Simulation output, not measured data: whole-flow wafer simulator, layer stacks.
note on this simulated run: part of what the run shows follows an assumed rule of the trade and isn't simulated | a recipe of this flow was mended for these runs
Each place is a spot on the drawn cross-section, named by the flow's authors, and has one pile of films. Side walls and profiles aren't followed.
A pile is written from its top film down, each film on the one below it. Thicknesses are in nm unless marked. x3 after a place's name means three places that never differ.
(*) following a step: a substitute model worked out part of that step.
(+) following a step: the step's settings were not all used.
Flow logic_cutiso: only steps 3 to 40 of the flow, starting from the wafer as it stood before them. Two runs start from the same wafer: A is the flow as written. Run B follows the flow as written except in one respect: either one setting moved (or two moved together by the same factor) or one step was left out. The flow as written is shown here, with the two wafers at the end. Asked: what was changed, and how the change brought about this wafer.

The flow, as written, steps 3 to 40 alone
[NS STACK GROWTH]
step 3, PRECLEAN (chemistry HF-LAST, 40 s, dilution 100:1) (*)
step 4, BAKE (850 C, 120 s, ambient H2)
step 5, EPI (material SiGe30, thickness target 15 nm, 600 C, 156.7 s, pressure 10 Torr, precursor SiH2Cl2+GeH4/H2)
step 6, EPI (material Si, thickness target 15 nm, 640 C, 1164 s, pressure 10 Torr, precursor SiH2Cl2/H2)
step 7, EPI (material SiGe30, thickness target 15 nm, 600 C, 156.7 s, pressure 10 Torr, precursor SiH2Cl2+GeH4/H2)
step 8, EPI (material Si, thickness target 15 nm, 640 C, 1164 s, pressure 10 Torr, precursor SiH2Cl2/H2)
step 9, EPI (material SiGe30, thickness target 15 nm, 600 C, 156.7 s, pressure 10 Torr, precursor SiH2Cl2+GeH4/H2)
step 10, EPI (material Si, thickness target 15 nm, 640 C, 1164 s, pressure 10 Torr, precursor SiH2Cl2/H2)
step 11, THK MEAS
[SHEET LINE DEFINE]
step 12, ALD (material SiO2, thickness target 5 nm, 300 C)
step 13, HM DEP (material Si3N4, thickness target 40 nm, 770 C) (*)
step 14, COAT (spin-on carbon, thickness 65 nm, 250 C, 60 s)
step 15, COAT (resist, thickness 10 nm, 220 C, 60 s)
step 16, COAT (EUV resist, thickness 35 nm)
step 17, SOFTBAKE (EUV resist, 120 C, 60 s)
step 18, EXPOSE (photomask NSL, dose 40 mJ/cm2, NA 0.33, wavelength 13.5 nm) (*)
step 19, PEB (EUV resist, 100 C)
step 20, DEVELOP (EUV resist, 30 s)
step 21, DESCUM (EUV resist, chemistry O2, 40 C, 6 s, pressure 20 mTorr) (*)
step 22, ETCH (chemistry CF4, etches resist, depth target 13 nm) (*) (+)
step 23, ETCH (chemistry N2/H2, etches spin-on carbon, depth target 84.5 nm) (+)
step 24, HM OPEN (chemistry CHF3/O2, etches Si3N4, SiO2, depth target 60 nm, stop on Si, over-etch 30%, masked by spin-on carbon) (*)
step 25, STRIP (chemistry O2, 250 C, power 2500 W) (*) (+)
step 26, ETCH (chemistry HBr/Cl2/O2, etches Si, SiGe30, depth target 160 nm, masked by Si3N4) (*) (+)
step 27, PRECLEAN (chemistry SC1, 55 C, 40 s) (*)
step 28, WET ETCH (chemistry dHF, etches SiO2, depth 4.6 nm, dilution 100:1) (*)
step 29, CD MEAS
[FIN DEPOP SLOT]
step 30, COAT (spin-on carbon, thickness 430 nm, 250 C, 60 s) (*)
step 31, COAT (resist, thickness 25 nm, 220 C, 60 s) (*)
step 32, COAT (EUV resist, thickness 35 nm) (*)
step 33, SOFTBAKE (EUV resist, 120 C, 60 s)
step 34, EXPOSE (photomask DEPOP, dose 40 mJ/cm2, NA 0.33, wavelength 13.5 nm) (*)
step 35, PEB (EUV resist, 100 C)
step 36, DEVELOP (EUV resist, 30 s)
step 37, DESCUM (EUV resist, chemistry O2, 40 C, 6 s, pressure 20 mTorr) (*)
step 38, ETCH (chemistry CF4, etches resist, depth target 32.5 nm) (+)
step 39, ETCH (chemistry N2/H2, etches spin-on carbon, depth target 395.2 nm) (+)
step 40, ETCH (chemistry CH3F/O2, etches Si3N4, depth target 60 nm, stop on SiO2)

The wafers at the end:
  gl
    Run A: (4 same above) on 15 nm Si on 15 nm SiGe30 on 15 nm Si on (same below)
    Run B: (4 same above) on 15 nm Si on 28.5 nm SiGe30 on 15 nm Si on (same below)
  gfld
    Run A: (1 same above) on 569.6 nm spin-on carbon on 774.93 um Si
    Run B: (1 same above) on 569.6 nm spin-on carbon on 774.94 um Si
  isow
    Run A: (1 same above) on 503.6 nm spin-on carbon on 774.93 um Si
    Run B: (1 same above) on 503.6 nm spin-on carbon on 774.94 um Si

What caused this: step 9, EPI: thickness target 28.5 nm was run, while the flow as written has thickness target 15 nm; step 9, EPI: 297.7 s was run, where the flow has 156.7 s.
One can read it off the wafer: gl has SiGe30 28.5, and step 9 as written asks for 15 nm.

Step by step, how the change led to this:
  step 9, EPI (material SiGe30, thickness target 15 nm, 600 C, 156.7 s, pressure 10 Torr, precursor SiH2Cl2+GeH4/H2)
      depop, dpovl, gfld and 19 more: A SiGe30 gains 15 (new film) | B SiGe30 gains 28.5 (new film)
  step 26, ETCH (chemistry HBr/Cl2/O2, etches Si, SiGe30, depth target 160 nm, masked by Si3N4) (*) (+)
      dpovl, gfld, gxf, iso, isow, lnri, nsgap: A chemical SiO2 loses 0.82 (all of it), Si loses 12 (all of it), SiGe30 loses 15 (all of it), Si loses 15 (all of it), SiGe30 loses 15 (all of it), Si loses 15 (all of it), SiGe30 loses 15 (all of it), Si loses 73 | B chemical SiO2 loses 0.82 (all of it), Si loses 12 (all of it), SiGe30 loses 28.5 (all of it), Si loses 15 (all of it), SiGe30 loses 15 (all of it), Si loses 15 (all of it), SiGe30 loses 15 (all of it), Si loses 59.5
